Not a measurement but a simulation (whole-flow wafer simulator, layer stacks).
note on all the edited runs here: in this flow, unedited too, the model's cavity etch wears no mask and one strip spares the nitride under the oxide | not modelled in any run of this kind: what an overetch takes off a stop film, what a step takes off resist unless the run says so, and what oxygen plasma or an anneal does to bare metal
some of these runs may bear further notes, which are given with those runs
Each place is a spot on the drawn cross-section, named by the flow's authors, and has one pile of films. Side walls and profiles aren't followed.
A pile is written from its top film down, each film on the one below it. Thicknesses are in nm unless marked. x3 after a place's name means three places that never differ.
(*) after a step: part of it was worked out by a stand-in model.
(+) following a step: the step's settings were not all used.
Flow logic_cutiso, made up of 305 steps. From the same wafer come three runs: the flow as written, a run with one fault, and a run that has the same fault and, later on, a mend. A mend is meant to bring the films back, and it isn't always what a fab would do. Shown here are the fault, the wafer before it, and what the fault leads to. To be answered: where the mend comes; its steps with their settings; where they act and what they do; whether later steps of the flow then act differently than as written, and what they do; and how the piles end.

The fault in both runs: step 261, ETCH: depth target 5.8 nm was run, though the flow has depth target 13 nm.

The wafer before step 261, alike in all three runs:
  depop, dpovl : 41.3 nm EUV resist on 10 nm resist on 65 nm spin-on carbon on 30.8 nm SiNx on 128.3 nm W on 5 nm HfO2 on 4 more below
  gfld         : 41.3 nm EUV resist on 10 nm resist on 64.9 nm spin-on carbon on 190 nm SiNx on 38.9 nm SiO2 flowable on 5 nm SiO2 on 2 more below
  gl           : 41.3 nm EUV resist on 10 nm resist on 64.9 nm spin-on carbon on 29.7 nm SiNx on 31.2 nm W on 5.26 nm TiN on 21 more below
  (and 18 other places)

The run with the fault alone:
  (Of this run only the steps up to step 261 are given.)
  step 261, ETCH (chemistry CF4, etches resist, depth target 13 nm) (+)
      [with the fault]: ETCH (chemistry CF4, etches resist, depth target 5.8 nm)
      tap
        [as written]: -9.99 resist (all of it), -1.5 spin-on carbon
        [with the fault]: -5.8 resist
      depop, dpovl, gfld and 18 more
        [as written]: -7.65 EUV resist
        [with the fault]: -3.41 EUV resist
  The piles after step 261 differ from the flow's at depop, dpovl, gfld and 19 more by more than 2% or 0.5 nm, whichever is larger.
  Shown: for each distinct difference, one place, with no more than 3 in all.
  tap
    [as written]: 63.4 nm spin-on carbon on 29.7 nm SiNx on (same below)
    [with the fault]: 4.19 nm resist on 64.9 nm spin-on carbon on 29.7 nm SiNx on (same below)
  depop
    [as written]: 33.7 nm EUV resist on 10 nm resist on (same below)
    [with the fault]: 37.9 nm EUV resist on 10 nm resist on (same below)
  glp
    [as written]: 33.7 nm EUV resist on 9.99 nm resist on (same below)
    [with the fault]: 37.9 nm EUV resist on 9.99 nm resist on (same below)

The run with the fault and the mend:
  The mend stands after step 261.
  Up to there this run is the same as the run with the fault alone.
  step 261a, ETCH (chemistry CF4, etches resist, depth target 7.2 nm) (*) (+) (a further turn of the flow's step 261, with different settings)
      depop, dpovl, gfld and 18 more
        -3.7 EUV resist
      tap
        -4.19 resist (all of it), -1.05 spin-on carbon
  Every later step of the flow that is run acts as written, at every place that is followed, to within 2% or 0.5 nm, whichever is larger.
  At every place that both follow, the piles at the end match the flow's.
